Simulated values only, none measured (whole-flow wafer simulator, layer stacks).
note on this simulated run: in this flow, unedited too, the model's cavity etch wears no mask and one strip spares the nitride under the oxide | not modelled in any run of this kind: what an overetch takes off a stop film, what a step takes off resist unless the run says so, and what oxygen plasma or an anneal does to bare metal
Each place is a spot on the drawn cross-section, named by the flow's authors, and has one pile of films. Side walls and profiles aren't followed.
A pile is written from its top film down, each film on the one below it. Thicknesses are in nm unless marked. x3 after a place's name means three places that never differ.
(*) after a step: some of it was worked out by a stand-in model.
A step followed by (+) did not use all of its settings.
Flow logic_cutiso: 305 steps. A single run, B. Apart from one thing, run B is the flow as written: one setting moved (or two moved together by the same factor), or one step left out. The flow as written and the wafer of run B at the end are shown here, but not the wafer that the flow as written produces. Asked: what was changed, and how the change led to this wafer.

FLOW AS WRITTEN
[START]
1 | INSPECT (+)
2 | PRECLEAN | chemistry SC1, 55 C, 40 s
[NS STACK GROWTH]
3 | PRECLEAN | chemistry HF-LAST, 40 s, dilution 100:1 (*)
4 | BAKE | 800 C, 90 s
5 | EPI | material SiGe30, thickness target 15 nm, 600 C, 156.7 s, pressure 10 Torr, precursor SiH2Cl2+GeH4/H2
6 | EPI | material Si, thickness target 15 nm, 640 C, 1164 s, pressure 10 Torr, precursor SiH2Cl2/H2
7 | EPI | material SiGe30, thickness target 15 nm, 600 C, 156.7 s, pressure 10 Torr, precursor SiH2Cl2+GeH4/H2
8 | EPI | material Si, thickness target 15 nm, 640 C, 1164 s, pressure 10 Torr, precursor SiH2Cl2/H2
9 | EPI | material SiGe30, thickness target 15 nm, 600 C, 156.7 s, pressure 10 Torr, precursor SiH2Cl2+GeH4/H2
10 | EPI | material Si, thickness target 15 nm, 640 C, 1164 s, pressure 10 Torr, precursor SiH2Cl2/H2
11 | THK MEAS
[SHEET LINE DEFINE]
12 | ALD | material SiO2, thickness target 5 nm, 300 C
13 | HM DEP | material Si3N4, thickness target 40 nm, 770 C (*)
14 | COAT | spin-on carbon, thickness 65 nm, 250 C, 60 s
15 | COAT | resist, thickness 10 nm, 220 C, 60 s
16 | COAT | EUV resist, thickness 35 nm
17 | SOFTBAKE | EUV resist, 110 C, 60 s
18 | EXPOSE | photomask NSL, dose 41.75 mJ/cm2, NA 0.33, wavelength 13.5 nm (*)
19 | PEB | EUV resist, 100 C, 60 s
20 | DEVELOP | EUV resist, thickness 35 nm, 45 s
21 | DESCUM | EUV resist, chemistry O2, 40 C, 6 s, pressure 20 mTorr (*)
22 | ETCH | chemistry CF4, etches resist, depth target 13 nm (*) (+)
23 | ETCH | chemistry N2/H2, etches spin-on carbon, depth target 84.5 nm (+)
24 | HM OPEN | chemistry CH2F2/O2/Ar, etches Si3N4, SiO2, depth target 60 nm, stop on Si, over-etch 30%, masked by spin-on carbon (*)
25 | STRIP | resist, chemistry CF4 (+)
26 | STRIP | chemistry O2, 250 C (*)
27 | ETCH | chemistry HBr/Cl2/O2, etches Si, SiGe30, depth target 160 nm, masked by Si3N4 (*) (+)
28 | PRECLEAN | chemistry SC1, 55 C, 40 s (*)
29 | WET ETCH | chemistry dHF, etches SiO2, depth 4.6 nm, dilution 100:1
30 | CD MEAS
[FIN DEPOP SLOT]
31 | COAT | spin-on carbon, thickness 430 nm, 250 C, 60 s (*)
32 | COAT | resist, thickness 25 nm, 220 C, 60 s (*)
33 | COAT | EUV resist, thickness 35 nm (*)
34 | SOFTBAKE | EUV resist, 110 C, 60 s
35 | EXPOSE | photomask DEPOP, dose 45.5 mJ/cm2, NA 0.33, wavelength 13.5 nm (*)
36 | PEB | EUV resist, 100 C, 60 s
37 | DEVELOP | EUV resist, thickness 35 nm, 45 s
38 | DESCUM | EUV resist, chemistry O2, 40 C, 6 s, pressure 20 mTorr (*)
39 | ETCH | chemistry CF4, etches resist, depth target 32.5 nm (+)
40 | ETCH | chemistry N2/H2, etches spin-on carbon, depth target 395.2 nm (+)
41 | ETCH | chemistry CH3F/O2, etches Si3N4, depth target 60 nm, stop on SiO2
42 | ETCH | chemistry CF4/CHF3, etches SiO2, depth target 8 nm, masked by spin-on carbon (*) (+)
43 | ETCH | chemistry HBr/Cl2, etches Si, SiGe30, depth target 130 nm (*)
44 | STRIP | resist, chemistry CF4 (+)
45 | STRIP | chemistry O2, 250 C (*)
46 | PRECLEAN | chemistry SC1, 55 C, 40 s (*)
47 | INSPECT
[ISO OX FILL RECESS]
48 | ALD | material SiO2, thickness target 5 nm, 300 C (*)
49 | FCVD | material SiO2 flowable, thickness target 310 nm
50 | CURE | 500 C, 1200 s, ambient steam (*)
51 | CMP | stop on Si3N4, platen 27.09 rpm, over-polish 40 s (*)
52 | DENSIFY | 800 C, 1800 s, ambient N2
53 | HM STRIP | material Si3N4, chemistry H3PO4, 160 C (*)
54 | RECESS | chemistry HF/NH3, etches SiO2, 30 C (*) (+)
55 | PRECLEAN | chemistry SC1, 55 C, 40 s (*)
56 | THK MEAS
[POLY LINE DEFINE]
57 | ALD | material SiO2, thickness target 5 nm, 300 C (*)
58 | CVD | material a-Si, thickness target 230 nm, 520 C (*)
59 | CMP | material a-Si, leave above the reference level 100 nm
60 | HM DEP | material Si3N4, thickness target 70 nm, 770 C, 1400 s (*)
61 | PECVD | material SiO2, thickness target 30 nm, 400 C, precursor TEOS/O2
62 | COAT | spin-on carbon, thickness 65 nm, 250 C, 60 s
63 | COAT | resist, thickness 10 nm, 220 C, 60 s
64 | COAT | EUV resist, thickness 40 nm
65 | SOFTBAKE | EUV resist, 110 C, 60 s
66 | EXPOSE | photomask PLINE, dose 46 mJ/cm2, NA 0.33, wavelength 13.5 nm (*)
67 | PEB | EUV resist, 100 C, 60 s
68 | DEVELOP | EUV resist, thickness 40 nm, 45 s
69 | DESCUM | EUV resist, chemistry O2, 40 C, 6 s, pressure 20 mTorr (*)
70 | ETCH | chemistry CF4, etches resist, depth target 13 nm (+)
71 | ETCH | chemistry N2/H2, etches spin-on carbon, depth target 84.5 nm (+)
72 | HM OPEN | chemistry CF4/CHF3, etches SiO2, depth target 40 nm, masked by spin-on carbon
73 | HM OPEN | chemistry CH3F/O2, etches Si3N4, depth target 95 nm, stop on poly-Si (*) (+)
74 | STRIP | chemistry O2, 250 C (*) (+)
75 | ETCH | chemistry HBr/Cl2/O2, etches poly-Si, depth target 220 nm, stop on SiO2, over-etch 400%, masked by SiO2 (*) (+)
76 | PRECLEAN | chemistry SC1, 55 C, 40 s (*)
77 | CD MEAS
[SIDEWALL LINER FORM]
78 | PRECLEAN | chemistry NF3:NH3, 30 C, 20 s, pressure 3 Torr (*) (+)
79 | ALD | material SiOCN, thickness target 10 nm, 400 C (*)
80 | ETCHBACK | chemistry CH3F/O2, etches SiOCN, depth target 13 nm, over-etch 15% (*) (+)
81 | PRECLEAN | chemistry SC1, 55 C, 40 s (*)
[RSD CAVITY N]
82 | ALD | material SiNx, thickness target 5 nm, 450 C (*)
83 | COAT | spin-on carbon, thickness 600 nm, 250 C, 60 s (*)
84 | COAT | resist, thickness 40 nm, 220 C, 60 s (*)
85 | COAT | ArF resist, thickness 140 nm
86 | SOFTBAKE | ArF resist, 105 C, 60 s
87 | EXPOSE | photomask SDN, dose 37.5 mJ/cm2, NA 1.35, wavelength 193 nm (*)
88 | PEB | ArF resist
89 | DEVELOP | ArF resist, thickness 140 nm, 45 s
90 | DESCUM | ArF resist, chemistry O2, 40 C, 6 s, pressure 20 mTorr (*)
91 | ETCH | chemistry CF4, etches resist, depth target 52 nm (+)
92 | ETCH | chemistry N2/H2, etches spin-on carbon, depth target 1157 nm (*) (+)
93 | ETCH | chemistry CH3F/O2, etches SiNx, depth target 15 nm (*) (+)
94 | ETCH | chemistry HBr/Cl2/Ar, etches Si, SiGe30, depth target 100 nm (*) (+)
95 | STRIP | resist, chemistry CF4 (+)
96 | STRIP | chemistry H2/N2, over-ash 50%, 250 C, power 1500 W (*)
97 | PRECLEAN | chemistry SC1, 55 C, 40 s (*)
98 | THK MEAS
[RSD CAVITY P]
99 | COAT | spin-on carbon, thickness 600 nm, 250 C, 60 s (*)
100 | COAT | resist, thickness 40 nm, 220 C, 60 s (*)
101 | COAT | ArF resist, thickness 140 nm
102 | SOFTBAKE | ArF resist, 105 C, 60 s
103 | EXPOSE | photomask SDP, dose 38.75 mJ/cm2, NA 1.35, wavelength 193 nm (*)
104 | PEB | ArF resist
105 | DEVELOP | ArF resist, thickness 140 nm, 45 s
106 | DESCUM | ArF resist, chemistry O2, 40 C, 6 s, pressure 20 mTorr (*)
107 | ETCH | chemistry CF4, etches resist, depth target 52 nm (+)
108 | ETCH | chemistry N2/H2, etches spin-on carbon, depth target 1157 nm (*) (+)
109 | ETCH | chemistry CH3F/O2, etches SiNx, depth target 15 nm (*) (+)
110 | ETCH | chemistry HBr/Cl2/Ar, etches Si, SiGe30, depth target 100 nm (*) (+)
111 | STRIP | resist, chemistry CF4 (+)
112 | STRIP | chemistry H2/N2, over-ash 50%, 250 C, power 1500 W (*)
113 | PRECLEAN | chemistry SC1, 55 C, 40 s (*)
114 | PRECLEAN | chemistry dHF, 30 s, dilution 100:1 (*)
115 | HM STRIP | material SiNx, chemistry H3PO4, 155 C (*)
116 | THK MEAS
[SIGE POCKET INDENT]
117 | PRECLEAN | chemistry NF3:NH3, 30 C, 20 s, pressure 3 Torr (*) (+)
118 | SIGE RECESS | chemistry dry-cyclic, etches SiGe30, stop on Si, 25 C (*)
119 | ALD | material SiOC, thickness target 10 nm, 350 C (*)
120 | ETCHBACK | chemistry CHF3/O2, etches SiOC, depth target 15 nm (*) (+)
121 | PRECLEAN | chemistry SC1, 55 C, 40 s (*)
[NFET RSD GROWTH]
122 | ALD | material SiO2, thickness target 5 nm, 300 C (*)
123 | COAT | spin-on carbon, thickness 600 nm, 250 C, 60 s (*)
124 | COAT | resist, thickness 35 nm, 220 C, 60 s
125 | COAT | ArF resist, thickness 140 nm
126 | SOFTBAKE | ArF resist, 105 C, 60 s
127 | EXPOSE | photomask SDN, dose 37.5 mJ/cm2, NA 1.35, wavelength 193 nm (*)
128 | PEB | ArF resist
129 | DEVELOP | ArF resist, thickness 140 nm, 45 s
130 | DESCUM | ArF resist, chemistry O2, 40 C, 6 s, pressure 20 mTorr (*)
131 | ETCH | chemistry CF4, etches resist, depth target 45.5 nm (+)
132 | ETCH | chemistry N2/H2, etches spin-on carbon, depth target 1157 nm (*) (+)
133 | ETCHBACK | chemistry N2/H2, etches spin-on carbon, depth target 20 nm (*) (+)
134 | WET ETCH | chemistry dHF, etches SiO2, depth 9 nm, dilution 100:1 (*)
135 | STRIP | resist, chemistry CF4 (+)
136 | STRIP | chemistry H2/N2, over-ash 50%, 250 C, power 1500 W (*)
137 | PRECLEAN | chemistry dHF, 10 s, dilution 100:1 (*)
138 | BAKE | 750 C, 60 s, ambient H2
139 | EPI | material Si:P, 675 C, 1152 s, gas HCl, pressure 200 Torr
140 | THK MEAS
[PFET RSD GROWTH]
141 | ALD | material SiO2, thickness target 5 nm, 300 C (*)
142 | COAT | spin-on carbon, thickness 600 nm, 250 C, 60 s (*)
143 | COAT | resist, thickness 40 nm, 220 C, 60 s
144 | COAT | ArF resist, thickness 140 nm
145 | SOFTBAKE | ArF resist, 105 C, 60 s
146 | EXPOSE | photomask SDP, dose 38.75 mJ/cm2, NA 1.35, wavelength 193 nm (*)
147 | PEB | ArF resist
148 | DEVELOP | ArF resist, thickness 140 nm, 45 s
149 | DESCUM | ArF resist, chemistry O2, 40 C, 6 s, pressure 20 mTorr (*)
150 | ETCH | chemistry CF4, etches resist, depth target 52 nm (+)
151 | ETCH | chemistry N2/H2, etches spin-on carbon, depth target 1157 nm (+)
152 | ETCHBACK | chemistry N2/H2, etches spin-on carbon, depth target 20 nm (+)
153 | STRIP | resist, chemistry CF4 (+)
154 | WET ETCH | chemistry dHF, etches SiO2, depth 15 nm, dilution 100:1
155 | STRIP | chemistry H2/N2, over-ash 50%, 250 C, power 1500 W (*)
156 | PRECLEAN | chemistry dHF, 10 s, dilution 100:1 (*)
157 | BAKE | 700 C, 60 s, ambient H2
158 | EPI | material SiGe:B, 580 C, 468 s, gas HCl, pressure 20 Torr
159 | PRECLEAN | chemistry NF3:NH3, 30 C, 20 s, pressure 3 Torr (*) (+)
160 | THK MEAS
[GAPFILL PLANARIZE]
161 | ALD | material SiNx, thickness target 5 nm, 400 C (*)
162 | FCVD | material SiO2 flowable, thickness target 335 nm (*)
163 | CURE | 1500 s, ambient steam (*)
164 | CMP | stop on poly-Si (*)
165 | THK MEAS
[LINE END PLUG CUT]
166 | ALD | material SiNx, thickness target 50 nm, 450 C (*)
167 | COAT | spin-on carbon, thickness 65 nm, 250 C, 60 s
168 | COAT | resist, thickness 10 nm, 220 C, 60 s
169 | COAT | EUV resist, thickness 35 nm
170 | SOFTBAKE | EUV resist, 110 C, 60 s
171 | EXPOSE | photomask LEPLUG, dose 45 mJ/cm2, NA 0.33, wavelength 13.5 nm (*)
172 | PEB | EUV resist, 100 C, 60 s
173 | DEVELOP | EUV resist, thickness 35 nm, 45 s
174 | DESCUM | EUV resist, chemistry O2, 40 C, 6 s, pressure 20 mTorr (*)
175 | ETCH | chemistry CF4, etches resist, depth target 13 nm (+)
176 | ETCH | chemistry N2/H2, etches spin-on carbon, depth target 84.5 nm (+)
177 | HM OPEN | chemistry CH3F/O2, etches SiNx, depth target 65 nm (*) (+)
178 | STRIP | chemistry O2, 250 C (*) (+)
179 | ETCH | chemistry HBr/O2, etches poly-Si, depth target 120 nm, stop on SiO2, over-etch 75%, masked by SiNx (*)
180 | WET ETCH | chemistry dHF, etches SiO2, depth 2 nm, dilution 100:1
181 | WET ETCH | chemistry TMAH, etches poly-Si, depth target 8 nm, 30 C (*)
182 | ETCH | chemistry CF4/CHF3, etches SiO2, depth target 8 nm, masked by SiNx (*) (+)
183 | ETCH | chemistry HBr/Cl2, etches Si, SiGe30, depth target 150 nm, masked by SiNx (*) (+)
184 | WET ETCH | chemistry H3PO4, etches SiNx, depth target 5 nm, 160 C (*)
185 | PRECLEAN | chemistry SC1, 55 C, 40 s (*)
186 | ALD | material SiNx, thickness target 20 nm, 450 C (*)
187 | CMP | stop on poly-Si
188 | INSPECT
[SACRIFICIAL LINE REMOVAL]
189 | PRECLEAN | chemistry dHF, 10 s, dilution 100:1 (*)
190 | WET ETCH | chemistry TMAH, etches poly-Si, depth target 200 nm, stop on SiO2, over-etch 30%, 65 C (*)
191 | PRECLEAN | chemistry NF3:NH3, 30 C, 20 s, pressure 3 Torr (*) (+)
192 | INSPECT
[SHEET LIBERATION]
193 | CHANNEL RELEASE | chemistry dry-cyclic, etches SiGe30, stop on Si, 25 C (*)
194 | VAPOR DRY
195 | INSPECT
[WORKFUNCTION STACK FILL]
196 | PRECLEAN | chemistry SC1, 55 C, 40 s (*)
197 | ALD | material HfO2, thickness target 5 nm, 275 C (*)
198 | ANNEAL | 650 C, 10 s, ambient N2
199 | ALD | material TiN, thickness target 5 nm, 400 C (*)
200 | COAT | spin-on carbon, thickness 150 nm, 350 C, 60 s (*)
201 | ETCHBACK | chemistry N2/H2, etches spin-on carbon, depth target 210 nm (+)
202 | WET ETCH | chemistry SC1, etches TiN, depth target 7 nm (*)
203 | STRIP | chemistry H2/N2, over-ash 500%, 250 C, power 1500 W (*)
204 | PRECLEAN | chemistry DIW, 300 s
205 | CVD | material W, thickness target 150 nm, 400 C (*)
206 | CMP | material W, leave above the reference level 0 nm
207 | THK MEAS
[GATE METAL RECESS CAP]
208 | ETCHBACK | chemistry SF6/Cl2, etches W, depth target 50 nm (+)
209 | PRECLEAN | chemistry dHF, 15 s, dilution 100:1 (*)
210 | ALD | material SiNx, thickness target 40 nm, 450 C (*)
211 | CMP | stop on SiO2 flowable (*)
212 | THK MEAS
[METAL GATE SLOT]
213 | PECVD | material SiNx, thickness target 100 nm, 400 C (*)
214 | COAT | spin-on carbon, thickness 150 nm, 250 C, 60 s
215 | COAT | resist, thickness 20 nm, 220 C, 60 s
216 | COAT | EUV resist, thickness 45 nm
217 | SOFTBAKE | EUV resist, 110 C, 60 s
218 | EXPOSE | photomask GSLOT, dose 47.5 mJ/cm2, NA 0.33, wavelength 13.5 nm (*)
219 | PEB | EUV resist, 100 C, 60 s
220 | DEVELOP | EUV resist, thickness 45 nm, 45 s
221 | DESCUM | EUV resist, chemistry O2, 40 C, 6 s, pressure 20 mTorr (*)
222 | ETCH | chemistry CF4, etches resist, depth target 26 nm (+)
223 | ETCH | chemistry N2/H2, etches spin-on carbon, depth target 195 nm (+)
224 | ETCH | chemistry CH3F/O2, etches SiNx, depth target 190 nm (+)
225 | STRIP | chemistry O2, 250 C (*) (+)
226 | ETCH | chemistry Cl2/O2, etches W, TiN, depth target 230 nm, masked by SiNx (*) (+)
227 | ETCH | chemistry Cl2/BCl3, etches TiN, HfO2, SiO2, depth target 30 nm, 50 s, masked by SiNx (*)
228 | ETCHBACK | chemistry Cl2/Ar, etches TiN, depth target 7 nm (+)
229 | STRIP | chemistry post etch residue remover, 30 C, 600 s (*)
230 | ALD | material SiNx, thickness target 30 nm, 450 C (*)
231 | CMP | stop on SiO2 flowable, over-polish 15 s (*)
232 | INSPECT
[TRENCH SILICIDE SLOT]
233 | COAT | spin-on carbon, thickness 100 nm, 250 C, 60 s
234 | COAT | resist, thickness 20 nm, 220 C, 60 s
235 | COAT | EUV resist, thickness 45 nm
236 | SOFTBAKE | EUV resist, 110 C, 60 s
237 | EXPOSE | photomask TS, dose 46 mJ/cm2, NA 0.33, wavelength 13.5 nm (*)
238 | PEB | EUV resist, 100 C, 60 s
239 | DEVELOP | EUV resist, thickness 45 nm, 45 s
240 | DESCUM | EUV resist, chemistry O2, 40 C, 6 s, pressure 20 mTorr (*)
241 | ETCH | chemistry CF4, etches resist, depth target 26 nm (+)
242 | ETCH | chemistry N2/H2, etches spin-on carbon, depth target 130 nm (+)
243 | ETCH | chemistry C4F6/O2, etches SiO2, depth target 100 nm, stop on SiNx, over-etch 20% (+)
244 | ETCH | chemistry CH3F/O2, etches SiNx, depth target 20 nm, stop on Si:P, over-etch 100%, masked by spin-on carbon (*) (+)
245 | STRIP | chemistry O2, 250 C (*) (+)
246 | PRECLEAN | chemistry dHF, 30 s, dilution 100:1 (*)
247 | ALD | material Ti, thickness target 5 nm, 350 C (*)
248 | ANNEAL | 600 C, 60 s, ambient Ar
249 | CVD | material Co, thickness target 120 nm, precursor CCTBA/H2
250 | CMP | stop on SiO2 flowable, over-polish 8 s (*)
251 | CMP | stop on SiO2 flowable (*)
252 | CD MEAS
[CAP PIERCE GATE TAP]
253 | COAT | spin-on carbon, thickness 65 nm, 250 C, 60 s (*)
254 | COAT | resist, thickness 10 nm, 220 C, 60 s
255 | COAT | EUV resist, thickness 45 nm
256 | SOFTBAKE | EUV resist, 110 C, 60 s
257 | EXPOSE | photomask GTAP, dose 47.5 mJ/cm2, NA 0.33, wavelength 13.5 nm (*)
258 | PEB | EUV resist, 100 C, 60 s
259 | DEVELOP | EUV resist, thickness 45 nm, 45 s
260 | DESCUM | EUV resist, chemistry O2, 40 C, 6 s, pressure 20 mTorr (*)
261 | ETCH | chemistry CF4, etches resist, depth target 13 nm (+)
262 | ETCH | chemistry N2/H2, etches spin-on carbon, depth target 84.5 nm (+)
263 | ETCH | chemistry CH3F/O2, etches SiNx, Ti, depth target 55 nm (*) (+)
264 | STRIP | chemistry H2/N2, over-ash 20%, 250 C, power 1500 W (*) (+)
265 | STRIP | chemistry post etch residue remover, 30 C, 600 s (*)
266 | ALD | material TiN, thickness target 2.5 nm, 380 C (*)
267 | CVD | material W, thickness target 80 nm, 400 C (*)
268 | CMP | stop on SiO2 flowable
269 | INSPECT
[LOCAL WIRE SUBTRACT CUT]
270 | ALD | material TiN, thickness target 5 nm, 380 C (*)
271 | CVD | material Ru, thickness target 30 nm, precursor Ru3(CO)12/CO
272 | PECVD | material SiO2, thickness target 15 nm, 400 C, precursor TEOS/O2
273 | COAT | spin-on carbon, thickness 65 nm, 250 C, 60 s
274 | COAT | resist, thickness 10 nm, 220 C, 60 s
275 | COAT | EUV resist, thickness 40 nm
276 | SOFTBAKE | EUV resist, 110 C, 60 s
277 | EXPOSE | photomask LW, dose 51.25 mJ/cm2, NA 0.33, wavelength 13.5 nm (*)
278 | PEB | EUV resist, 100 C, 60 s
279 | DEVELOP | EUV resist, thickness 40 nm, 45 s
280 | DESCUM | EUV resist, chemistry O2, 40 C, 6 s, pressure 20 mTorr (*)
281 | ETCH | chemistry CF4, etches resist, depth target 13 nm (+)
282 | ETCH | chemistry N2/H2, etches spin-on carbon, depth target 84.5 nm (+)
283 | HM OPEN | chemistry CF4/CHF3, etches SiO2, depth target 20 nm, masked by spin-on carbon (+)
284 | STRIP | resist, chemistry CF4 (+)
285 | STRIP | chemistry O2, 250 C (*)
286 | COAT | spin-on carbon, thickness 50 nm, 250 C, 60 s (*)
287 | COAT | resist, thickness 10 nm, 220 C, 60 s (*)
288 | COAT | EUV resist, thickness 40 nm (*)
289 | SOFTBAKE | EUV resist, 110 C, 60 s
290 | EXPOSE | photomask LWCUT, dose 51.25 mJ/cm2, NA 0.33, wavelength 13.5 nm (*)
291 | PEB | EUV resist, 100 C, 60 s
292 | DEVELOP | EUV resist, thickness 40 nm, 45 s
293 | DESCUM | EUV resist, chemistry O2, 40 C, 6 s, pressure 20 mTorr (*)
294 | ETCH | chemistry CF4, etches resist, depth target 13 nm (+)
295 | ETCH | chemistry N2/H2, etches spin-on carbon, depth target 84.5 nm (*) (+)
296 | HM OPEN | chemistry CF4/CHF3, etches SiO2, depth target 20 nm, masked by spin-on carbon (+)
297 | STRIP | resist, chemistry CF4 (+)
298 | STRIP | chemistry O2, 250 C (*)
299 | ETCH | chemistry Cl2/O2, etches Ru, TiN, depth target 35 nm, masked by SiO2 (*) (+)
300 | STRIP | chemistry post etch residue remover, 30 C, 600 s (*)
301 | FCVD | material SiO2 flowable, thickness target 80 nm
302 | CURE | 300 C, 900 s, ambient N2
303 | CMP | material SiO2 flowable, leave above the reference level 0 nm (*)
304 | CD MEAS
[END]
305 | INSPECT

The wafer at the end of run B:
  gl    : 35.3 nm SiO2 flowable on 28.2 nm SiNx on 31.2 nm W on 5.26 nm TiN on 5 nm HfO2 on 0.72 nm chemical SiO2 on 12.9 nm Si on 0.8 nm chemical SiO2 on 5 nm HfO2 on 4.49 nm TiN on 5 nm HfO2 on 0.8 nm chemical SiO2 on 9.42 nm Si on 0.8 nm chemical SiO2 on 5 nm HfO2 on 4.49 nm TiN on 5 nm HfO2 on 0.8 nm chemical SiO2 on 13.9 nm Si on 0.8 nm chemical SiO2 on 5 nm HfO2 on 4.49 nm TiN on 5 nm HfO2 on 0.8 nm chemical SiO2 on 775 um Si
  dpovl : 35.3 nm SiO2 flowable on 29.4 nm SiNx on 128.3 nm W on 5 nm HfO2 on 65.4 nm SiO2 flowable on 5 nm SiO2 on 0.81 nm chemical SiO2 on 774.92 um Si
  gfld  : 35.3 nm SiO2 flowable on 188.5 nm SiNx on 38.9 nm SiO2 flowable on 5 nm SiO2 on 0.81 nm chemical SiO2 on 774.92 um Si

Cause: step 8, EPI: 815.1 s was run, though the flow has 1164 s.

Step by step, how the change led to this:
  8 | EPI | material Si, thickness target 15 nm, 640 C, 1164 s, pressure 10 Torr, precursor SiH2Cl2/H2
      depop, dpovl, gfld and 19 more: +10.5 Si (new film) (as written it would have been: +15 Si (new film))
  27 | ETCH | chemistry HBr/Cl2/O2, etches Si, SiGe30, depth target 160 nm, masked by Si3N4 (*) (+)
      gfld, gxf, iso, lnri: -0.79 chemical SiO2 (all of it), -11.4 Si (all of it), -15 SiGe30 (all of it), -10.5 Si (all of it), -15 SiGe30 (all of it), -15 Si (all of it), -15 SiGe30 (all of it), -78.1 Si (as written it would have been: -0.79 chemical SiO2 (all of it), -11.4 Si (all of it), -15 SiGe30 (all of it), -15 Si (all of it), -15 SiGe30 (all of it), -15 Si (all of it), -15 SiGe30 (all of it), -73.6 Si)
      dpovl, nsgap: -0.79 chemical SiO2 (all of it), -11.8 Si (all of it), -15 SiGe30 (all of it), -10.5 Si (all of it), -15 SiGe30 (all of it), -15 Si (all of it), -15 SiGe30 (all of it), -77.7 Si (as written it would have been: -0.79 chemical SiO2 (all of it), -11.8 Si (all of it), -15 SiGe30 (all of it), -15 Si (all of it), -15 SiGe30 (all of it), -15 Si (all of it), -15 SiGe30 (all of it), -73.2 Si)
      (also at 1 further place)
  43 | ETCH | chemistry HBr/Cl2, etches Si, SiGe30, depth target 130 nm (*)
      depop: -14 Si (all of it), -15 SiGe30 (all of it), -10.5 Si (all of it), -15 SiGe30 (all of it), -15 Si (all of it), -15 SiGe30 (all of it), -45.5 Si (as written it would have been: -14 Si (all of it), -15 SiGe30 (all of it), -15 Si (all of it), -15 SiGe30 (all of it), -15 Si (all of it), -15 SiGe30 (all of it), -41 Si)
  94 | ETCH | chemistry HBr/Cl2/Ar, etches Si, SiGe30, depth target 100 nm (*) (+)
      rsdn, rsdx: -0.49 chemical SiO2 (all of it), -12.8 Si (all of it), -15 SiGe30 (all of it), -10.5 Si (all of it), -15 SiGe30 (all of it), -15 Si (all of it), -15 SiGe30 (all of it), -16.7 Si (as written it would have been: -0.49 chemical SiO2 (all of it), -12.8 Si (all of it), -15 SiGe30 (all of it), -15 Si (all of it), -15 SiGe30 (all of it), -15 Si (all of it), -15 SiGe30 (all of it), -12.2 Si)
  110 | ETCH | chemistry HBr/Cl2/Ar, etches Si, SiGe30, depth target 100 nm (*) (+)
      rsdp, rsdw: -0.49 chemical SiO2 (all of it), -12.8 Si (all of it), -15 SiGe30 (all of it), -10.5 Si (all of it), -15 SiGe30 (all of it), -15 Si (all of it), -15 SiGe30 (all of it), -16.7 Si (as written it would have been: -0.49 chemical SiO2 (all of it), -12.8 Si (all of it), -15 SiGe30 (all of it), -15 Si (all of it), -15 SiGe30 (all of it), -15 Si (all of it), -15 SiGe30 (all of it), -12.2 Si)
  183 | ETCH | chemistry HBr/Cl2, etches Si, SiGe30, depth target 150 nm, masked by SiNx (*) (+)
      plug: -13.6 Si (all of it), -15 SiGe30 (all of it), -10.5 Si (all of it), -15 SiGe30 (all of it), -15 Si (all of it), -15 SiGe30 (all of it), -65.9 Si (as written it would have been: -13.6 Si (all of it), -15 SiGe30 (all of it), -15 Si (all of it), -15 SiGe30 (all of it), -15 Si (all of it), -15 SiGe30 (all of it), -61.4 Si)
